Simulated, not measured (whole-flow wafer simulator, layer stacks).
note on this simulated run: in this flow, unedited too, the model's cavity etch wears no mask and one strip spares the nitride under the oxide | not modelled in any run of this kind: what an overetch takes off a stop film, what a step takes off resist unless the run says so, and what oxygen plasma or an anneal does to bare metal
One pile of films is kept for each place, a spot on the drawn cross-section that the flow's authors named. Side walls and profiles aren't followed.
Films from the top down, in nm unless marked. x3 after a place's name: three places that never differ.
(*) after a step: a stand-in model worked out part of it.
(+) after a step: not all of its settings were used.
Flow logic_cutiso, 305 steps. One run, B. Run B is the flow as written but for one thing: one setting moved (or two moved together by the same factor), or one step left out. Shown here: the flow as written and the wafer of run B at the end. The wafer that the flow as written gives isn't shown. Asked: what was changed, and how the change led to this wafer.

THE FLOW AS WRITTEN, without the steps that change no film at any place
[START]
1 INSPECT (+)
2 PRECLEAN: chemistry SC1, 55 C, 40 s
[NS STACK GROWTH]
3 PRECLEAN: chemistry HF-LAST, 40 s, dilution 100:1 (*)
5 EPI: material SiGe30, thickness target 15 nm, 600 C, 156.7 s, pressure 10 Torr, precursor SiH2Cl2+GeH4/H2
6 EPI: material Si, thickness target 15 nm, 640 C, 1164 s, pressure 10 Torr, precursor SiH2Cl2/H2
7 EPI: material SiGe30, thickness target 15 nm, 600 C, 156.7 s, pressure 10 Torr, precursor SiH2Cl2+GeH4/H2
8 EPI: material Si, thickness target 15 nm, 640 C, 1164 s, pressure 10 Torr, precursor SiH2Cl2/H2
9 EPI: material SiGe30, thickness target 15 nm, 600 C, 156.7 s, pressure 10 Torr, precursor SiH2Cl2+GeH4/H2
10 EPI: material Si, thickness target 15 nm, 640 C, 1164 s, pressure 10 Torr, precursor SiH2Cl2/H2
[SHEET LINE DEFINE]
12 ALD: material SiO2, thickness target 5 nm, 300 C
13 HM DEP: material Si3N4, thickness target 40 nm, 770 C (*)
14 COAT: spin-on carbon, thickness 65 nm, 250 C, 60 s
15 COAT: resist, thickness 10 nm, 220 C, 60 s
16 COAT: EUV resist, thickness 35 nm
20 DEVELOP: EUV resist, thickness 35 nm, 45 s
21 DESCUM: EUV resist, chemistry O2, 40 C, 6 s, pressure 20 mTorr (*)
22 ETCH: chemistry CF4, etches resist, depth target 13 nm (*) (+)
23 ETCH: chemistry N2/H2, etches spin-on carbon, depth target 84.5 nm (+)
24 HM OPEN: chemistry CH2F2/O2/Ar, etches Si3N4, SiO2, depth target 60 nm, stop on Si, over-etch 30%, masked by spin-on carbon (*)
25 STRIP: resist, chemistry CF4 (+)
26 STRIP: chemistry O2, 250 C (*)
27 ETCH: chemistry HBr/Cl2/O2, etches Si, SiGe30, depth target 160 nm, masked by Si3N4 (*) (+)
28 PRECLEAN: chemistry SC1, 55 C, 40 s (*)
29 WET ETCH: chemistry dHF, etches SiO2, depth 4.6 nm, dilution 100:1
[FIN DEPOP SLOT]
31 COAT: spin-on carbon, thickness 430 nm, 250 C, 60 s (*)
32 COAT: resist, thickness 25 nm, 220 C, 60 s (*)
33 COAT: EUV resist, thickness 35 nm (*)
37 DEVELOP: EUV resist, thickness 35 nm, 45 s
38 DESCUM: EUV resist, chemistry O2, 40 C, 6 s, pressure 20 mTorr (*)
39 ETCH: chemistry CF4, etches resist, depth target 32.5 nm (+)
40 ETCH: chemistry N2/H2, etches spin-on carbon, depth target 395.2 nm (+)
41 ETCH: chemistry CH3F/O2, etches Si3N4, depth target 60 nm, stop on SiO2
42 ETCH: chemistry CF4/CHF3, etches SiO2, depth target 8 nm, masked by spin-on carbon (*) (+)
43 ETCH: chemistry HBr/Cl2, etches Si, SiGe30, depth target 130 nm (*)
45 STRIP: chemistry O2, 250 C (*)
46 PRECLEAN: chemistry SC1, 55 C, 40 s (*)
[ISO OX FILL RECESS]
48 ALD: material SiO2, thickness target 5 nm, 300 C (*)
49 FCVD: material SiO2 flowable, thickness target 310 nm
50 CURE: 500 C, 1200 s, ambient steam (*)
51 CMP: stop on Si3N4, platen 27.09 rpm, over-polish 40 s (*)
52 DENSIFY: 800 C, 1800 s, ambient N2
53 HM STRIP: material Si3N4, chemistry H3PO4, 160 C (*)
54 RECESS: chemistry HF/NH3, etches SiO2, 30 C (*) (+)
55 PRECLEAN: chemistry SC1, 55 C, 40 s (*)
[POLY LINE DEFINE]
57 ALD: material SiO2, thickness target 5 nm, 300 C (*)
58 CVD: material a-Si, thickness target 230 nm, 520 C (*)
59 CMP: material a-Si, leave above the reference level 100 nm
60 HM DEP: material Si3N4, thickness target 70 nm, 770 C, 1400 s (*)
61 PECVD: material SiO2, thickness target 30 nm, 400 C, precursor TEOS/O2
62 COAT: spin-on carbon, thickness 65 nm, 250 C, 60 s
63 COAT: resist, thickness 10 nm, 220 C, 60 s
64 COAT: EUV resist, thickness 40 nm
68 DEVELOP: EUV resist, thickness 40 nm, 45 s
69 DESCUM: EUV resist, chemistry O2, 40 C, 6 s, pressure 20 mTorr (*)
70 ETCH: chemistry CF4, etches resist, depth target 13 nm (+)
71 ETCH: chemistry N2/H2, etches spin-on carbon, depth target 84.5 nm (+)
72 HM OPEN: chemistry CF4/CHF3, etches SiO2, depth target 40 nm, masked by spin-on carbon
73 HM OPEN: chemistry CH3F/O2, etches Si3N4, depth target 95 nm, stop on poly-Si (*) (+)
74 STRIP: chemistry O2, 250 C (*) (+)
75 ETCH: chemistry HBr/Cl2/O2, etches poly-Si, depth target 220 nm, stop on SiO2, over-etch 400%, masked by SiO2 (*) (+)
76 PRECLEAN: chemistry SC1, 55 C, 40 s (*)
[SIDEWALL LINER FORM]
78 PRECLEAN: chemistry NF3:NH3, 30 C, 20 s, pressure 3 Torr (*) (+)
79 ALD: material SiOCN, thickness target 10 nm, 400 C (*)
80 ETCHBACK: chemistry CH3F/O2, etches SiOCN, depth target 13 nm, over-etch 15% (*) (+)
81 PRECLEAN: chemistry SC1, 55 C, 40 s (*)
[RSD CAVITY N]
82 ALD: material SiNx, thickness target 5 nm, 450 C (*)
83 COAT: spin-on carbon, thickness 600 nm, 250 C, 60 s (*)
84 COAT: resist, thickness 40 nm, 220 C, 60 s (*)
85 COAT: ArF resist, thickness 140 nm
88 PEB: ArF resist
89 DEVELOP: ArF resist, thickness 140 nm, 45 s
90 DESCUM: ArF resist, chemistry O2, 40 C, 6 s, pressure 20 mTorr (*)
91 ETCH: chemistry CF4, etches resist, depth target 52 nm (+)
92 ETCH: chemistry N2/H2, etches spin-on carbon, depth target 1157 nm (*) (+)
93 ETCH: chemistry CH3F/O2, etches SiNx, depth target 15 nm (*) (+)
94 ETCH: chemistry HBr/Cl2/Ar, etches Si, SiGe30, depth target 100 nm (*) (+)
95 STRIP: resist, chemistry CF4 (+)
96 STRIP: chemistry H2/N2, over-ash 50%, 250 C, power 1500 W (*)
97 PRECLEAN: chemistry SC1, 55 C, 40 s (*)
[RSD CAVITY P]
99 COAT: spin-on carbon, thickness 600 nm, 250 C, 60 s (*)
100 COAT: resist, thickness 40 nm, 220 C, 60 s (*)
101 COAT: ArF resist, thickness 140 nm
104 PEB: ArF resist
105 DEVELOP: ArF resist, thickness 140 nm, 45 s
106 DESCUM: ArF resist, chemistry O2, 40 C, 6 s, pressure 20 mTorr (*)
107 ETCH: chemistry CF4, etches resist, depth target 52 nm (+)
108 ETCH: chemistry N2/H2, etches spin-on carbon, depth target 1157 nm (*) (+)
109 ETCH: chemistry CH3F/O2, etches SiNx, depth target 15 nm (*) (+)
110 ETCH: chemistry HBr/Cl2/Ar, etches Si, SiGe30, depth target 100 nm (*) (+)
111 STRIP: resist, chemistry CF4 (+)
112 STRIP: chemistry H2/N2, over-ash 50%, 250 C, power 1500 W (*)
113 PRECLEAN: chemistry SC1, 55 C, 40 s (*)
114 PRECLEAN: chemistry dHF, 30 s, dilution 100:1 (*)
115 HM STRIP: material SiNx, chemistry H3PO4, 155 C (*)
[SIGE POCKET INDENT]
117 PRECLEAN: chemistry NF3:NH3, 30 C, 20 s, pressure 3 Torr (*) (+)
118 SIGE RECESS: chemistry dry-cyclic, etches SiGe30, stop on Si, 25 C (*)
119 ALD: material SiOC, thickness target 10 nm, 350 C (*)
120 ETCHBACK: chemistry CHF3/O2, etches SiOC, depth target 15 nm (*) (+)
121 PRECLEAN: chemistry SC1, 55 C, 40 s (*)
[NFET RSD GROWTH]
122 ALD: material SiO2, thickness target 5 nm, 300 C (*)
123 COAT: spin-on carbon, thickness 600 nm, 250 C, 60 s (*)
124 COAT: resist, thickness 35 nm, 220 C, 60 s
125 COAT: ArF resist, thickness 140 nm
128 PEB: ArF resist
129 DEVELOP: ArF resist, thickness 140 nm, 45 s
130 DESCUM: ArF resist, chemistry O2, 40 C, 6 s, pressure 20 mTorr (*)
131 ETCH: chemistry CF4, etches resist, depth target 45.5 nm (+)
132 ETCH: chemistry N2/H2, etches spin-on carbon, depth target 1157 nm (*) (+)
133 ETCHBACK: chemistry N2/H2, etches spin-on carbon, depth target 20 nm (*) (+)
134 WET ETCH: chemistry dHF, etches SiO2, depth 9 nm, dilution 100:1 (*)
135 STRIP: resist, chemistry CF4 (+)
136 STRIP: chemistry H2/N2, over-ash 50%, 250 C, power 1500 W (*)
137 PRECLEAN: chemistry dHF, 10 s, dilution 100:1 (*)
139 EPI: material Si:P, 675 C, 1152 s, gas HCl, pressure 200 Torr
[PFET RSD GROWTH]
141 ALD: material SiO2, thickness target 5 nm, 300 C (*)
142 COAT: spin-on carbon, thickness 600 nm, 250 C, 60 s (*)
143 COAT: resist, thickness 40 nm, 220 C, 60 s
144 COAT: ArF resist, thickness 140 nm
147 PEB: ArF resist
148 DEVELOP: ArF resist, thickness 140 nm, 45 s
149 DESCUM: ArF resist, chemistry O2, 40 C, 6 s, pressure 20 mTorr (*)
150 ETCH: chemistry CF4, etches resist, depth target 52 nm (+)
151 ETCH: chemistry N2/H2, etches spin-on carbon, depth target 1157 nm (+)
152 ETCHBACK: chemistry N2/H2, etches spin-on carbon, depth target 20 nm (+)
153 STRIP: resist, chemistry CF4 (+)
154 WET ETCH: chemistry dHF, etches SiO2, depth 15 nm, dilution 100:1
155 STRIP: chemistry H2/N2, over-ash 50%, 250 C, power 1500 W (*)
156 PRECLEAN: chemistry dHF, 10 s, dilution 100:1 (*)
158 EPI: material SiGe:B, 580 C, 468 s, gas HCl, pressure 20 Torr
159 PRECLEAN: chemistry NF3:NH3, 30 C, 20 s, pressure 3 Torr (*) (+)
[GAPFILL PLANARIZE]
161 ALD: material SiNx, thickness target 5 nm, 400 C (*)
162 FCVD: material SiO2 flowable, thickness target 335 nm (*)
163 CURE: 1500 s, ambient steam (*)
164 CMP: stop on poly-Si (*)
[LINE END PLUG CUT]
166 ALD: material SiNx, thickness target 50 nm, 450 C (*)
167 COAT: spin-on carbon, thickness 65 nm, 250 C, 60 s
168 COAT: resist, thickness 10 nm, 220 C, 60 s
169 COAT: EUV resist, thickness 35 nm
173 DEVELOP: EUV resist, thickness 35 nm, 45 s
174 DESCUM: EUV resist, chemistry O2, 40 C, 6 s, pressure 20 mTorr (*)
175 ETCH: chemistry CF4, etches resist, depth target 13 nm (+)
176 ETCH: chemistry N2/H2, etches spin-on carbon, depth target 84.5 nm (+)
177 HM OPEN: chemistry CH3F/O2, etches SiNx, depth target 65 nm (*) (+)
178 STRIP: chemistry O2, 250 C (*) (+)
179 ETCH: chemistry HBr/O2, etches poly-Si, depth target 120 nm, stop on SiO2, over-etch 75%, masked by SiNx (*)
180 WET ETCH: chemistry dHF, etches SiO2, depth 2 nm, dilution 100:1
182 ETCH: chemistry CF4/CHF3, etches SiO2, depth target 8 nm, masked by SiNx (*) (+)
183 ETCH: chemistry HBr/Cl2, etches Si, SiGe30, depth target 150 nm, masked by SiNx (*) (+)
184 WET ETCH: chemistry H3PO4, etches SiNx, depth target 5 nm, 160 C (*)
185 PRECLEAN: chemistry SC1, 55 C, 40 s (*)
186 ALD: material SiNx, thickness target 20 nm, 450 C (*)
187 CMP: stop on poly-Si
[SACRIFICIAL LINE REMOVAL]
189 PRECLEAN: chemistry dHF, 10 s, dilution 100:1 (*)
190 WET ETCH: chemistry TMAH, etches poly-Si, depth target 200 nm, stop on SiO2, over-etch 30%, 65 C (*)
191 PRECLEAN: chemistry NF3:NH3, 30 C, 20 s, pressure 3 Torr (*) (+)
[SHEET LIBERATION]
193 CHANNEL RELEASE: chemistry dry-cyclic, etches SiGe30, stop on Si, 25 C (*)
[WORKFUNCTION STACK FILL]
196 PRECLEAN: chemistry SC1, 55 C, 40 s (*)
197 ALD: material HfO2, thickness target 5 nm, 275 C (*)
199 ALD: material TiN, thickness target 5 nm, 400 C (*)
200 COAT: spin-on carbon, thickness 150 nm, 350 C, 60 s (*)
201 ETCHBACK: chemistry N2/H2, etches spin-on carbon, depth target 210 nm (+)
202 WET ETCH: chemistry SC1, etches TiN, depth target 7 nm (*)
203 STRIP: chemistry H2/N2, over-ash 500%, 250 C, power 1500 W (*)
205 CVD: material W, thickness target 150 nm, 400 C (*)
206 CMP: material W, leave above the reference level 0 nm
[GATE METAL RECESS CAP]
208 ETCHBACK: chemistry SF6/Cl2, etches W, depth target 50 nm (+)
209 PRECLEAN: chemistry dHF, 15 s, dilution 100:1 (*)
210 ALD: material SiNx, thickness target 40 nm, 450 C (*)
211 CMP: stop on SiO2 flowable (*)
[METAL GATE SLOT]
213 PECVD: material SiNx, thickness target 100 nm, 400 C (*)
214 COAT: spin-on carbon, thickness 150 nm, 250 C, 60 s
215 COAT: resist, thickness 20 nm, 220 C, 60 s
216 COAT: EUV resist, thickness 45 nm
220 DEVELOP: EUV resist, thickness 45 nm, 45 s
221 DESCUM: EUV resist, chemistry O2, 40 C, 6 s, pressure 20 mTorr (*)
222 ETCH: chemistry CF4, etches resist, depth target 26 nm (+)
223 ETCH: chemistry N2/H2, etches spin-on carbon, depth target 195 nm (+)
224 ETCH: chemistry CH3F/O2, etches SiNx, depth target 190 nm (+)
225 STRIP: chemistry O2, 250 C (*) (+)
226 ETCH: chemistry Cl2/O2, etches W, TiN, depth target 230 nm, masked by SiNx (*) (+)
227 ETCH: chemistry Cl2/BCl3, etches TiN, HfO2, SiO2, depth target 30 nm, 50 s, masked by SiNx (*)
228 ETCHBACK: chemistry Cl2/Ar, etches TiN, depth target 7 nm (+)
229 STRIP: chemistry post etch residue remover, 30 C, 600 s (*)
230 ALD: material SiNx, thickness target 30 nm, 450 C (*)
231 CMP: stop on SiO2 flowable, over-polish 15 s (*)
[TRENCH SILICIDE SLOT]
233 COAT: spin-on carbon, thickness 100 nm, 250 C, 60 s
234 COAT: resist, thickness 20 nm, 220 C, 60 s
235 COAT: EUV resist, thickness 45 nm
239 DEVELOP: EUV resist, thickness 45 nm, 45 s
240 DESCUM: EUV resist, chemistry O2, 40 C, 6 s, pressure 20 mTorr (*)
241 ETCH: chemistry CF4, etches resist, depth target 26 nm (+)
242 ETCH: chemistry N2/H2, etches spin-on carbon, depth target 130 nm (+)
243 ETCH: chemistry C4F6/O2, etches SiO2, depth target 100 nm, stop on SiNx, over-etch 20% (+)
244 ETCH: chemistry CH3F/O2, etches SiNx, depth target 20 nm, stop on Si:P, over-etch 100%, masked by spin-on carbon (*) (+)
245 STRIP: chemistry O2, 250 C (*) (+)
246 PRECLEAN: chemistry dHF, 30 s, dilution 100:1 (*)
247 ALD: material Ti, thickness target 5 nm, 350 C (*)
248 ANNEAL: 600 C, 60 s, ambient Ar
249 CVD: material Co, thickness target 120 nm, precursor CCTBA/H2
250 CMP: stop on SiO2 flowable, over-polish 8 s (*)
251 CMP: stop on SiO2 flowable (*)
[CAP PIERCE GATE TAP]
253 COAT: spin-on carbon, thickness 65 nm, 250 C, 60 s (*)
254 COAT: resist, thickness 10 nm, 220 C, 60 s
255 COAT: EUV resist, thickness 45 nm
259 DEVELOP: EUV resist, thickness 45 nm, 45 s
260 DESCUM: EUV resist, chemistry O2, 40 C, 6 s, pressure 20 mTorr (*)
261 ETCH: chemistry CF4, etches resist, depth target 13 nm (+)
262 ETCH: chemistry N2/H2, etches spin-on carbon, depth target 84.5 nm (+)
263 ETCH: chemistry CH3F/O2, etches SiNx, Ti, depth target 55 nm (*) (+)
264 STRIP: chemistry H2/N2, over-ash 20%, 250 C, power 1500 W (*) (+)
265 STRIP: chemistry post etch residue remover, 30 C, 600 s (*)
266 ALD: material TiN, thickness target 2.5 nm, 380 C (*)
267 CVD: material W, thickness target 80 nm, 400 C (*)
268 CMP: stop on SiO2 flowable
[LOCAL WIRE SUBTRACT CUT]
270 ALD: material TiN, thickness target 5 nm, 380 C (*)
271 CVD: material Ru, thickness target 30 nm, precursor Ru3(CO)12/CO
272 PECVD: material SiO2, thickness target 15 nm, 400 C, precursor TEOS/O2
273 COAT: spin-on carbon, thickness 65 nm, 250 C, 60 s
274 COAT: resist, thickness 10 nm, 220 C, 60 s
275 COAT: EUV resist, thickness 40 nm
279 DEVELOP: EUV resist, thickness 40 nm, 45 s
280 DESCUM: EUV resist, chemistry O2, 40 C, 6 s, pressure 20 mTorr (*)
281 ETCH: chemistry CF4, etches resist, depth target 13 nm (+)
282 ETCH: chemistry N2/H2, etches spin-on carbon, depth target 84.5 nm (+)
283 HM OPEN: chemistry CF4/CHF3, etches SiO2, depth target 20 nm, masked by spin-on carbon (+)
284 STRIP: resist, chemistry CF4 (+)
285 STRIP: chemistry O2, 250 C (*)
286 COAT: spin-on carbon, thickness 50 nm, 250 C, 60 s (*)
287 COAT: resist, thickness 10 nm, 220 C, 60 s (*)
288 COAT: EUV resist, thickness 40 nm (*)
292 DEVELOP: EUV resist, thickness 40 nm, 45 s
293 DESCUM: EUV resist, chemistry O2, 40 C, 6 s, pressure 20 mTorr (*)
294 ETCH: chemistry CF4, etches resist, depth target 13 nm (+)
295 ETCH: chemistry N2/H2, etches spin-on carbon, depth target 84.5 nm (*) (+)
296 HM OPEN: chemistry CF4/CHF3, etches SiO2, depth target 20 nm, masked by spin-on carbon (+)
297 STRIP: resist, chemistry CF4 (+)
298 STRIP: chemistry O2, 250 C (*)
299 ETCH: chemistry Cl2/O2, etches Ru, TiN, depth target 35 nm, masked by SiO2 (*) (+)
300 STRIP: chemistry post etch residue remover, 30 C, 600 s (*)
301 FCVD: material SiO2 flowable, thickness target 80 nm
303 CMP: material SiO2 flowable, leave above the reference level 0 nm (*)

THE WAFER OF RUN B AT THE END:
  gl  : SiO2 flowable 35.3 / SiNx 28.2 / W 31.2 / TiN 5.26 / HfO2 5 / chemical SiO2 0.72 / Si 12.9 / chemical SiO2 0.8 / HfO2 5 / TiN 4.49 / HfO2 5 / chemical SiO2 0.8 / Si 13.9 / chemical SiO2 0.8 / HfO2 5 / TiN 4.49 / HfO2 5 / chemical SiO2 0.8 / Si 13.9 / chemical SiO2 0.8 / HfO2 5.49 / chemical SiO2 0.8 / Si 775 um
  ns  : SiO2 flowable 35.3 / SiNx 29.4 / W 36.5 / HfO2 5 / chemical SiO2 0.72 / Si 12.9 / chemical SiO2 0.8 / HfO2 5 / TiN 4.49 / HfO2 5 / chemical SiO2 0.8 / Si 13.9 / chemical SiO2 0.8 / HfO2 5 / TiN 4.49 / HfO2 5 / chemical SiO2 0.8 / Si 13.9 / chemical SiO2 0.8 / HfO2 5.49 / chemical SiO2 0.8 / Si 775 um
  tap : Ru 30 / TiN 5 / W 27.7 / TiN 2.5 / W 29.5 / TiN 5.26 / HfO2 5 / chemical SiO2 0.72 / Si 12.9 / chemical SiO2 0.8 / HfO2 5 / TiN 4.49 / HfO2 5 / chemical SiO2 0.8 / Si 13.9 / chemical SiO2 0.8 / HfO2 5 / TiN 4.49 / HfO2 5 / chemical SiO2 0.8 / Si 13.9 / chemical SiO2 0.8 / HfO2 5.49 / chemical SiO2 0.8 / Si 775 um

The cause: step 5, EPI: thickness target 6 nm was run, where the flow has thickness target 15 nm; step 5, EPI: 62.7 s was run, where the flow has 156.7 s.

How the change led to this, step by step:
  5 EPI: material SiGe30, thickness target 15 nm, 600 C, 156.7 s, pressure 10 Torr, precursor SiH2Cl2+GeH4/H2
      depop, dpovl, gfld and 19 more: SiGe30 +6 (new film) (as written it would be: SiGe30 +15 (new film))
  27 ETCH: chemistry HBr/Cl2/O2, etches Si, SiGe30, depth target 160 nm, masked by Si3N4 (*) (+)
      gfld, gxf, iso, lnri: chemical SiO2 -0.79 (all of it), Si -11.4 (all of it), SiGe30 -15 (all of it), Si -15 (all of it), SiGe30 -15 (all of it), Si -15 (all of it), SiGe30 -6 (all of it), Si -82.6 (as written it would be: chemical SiO2 -0.79 (all of it), Si -11.4 (all of it), SiGe30 -15 (all of it), Si -15 (all of it), SiGe30 -15 (all of it), Si -15 (all of it), SiGe30 -15 (all of it), Si -73.6)
      dpovl, nsgap: chemical SiO2 -0.79 (all of it), Si -11.8 (all of it), SiGe30 -15 (all of it), Si -15 (all of it), SiGe30 -15 (all of it), Si -15 (all of it), SiGe30 -6 (all of it), Si -82.2 (as written it would be: chemical SiO2 -0.79 (all of it), Si -11.8 (all of it), SiGe30 -15 (all of it), Si -15 (all of it), SiGe30 -15 (all of it), Si -15 (all of it), SiGe30 -15 (all of it), Si -73.2)
      (and at 1 more place)
  43 ETCH: chemistry HBr/Cl2, etches Si, SiGe30, depth target 130 nm (*)
      depop: Si -14 (all of it), SiGe30 -15 (all of it), Si -15 (all of it), SiGe30 -15 (all of it), Si -15 (all of it), SiGe30 -6 (all of it), Si -50 (as written it would be: Si -14 (all of it), SiGe30 -15 (all of it), Si -15 (all of it), SiGe30 -15 (all of it), Si -15 (all of it), SiGe30 -15 (all of it), Si -41)
  94 ETCH: chemistry HBr/Cl2/Ar, etches Si, SiGe30, depth target 100 nm (*) (+)
      rsdn, rsdx: chemical SiO2 -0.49 (all of it), Si -12.8 (all of it), SiGe30 -15 (all of it), Si -15 (all of it), SiGe30 -15 (all of it), Si -15 (all of it), SiGe30 -6 (all of it), Si -21.2 (as written it would be: chemical SiO2 -0.49 (all of it), Si -12.8 (all of it), SiGe30 -15 (all of it), Si -15 (all of it), SiGe30 -15 (all of it), Si -15 (all of it), SiGe30 -15 (all of it), Si -12.2)
  110 ETCH: chemistry HBr/Cl2/Ar, etches Si, SiGe30, depth target 100 nm (*) (+)
      rsdp, rsdw: chemical SiO2 -0.49 (all of it), Si -12.8 (all of it), SiGe30 -15 (all of it), Si -15 (all of it), SiGe30 -15 (all of it), Si -15 (all of it), SiGe30 -6 (all of it), Si -21.2 (as written it would be: chemical SiO2 -0.49 (all of it), Si -12.8 (all of it), SiGe30 -15 (all of it), Si -15 (all of it), SiGe30 -15 (all of it), Si -15 (all of it), SiGe30 -15 (all of it), Si -12.2)
  118 SIGE RECESS: chemistry dry-cyclic, etches SiGe30, stop on Si, 25 C (*)
      lnr, lnrp, lnrt: SiOCN -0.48, Si -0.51, cavity +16 (new film), SiGe30 -15 (all of it), Si -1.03, cavity +16 (new film), SiGe30 -15 (all of it), Si -1.03, cavity +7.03 (new film), SiGe30 -6 (all of it), Si -0.51 (as written it would be: SiOCN -0.48, Si -0.51, cavity +16 (new film), SiGe30 -15 (all of it), Si -1.03, cavity +16 (new film), SiGe30 -15 (all of it), Si -1.03, cavity +16 (new film), SiGe30 -15 (all of it), Si -0.51)
  119 ALD: material SiOC, thickness target 10 nm, 350 C (*)
      lnr, lnrp, lnrt: SiOC +10 (new film), SiOC +16 (new film), cavity -16 (all of it), SiOC +16 (new film), cavity -16 (all of it), SiOC +7.03 (new film), cavity -7.03 (all of it) (as written it would be: SiOC +10 (new film), SiOC +16 (new film), cavity -16 (all of it), SiOC +16 (new film), cavity -16 (all of it), SiOC +16 (new film), cavity -16 (all of it))
  183 ETCH: chemistry HBr/Cl2, etches Si, SiGe30, depth target 150 nm, masked by SiNx (*) (+)
      plug: Si -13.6 (all of it), SiGe30 -15 (all of it), Si -15 (all of it), SiGe30 -15 (all of it), Si -15 (all of it), SiGe30 -6 (all of it), Si -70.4 (as written it would be: Si -13.6 (all of it), SiGe30 -15 (all of it), Si -15 (all of it), SiGe30 -15 (all of it), Si -15 (all of it), SiGe30 -15 (all of it), Si -61.4)
  193 CHANNEL RELEASE: chemistry dry-cyclic, etches SiGe30, stop on Si, 25 C (*)
      gl, glp, gxn, gxp, ns, tap: chemical SiO2 +0.8 (new film), Si -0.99, chemical SiO2 +0.8 (new film), cavity +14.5 (new film), chemical SiO2 +0.8 (new film), SiGe30 -15 (all of it), Si -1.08, chemical SiO2 +0.8 (new film), cavity +14.5 (new film), chemical SiO2 +0.8 (new film), SiGe30 -15 (all of it), Si -1.08, chemical SiO2 +0.8 (new film), cavity +5.49 (new film), chemical SiO2 +0.8 (new film), SiGe30 -6 (all of it), Si -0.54 (as written it would be: chemical SiO2 +0.8 (new film), Si -0.99, chemical SiO2 +0.8 (new film), cavity +14.5 (new film), chemical SiO2 +0.8 (new film), SiGe30 -15 (all of it), Si -1.08, chemical SiO2 +0.8 (new film), cavity +14.5 (new film), chemical SiO2 +0.8 (new film), SiGe30 -15 (all of it), Si -1.08, chemical SiO2 +0.8 (new film), cavity +14.5 (new film), chemical SiO2 +0.8 (new film), SiGe30 -15 (all of it), Si -0.54)
  197 ALD: material HfO2, thickness target 5 nm, 275 C (*)
      gl, glp, gxn, gxp, ns, tap: HfO2 +5 (new film), HfO2 +5 (new film), cavity -10, HfO2 +5 (new film), HfO2 +5 (new film), cavity -10, HfO2 +5 (new film), HfO2 +5.49 (new film), cavity -5.49 (all of it) (as written it would be: HfO2 +5 (new film), HfO2 +5 (new film), cavity -10, HfO2 +5 (new film), HfO2 +5 (new film), cavity -10, HfO2 +5 (new film), HfO2 +5 (new film), cavity -10, HfO2 +5 (new film))
  199 ALD: material TiN, thickness target 5 nm, 400 C (*)
      gl, glp, tap: TiN +5.26 (new film), TiN +4.49 (new film), cavity -4.49 (all of it), TiN +4.49 (new film), cavity -4.49 (all of it) (as written it would be: TiN +5.26 (new film), TiN +4.49 (new film), cavity -4.49 (all of it), TiN +4.49 (new film), cavity -4.49 (all of it), TiN +4.49 (new film), cavity -4.49 (all of it))
      gxn, gxp, ns: TiN +5 (new film), TiN +4.49 (new film), cavity -4.49 (all of it), TiN +4.49 (new film), cavity -4.49 (all of it) (as written it would be: TiN +5 (new film), TiN +4.49 (new film), cavity -4.49 (all of it), TiN +4.49 (new film), cavity -4.49 (all of it), TiN +4.49 (new film), cavity -4.49 (all of it))
Counting metal films that touch as one body, gl has 3 bodies (between them, from the top down: HfO2 5 / chemical SiO2 0.72 / Si 12.9 / chemical SiO2 0.8 / HfO2 5; HfO2 5 / chemical SiO2 0.8 / Si 13.9 / chemical SiO2 0.8 / HfO2 5); the flow as written gives 4 bodies (between them, from the top down: HfO2 5 / chemical SiO2 0.72 / Si 12.9 / chemical SiO2 0.8 / HfO2 5; HfO2 5 / chemical SiO2 0.8 / Si 13.9 / chemical SiO2 0.8 / HfO2 5; HfO2 5 / chemical SiO2 0.8 / Si 13.9 / chemical SiO2 0.8 / HfO2 5).
Counting metal films that touch as one body, ns has 3 bodies (between them, from the top down: HfO2 5 / chemical SiO2 0.72 / Si 12.9 / chemical SiO2 0.8 / HfO2 5; HfO2 5 / chemical SiO2 0.8 / Si 13.9 / chemical SiO2 0.8 / HfO2 5); the flow as written gives 4 bodies (between them, from the top down: HfO2 5 / chemical SiO2 0.72 / Si 12.9 / chemical SiO2 0.8 / HfO2 5; HfO2 5 / chemical SiO2 0.8 / Si 13.9 / chemical SiO2 0.8 / HfO2 5; HfO2 5 / chemical SiO2 0.8 / Si 13.9 / chemical SiO2 0.8 / HfO2 5).
Counting metal films that touch as one body, tap has 3 bodies (between them, from the top down: HfO2 5 / chemical SiO2 0.72 / Si 12.9 / chemical SiO2 0.8 / HfO2 5; HfO2 5 / chemical SiO2 0.8 / Si 13.9 / chemical SiO2 0.8 / HfO2 5); the flow as written gives 4 bodies (between them, from the top down: HfO2 5 / chemical SiO2 0.72 / Si 12.9 / chemical SiO2 0.8 / HfO2 5; HfO2 5 / chemical SiO2 0.8 / Si 13.9 / chemical SiO2 0.8 / HfO2 5; HfO2 5 / chemical SiO2 0.8 / Si 13.9 / chemical SiO2 0.8 / HfO2 5).
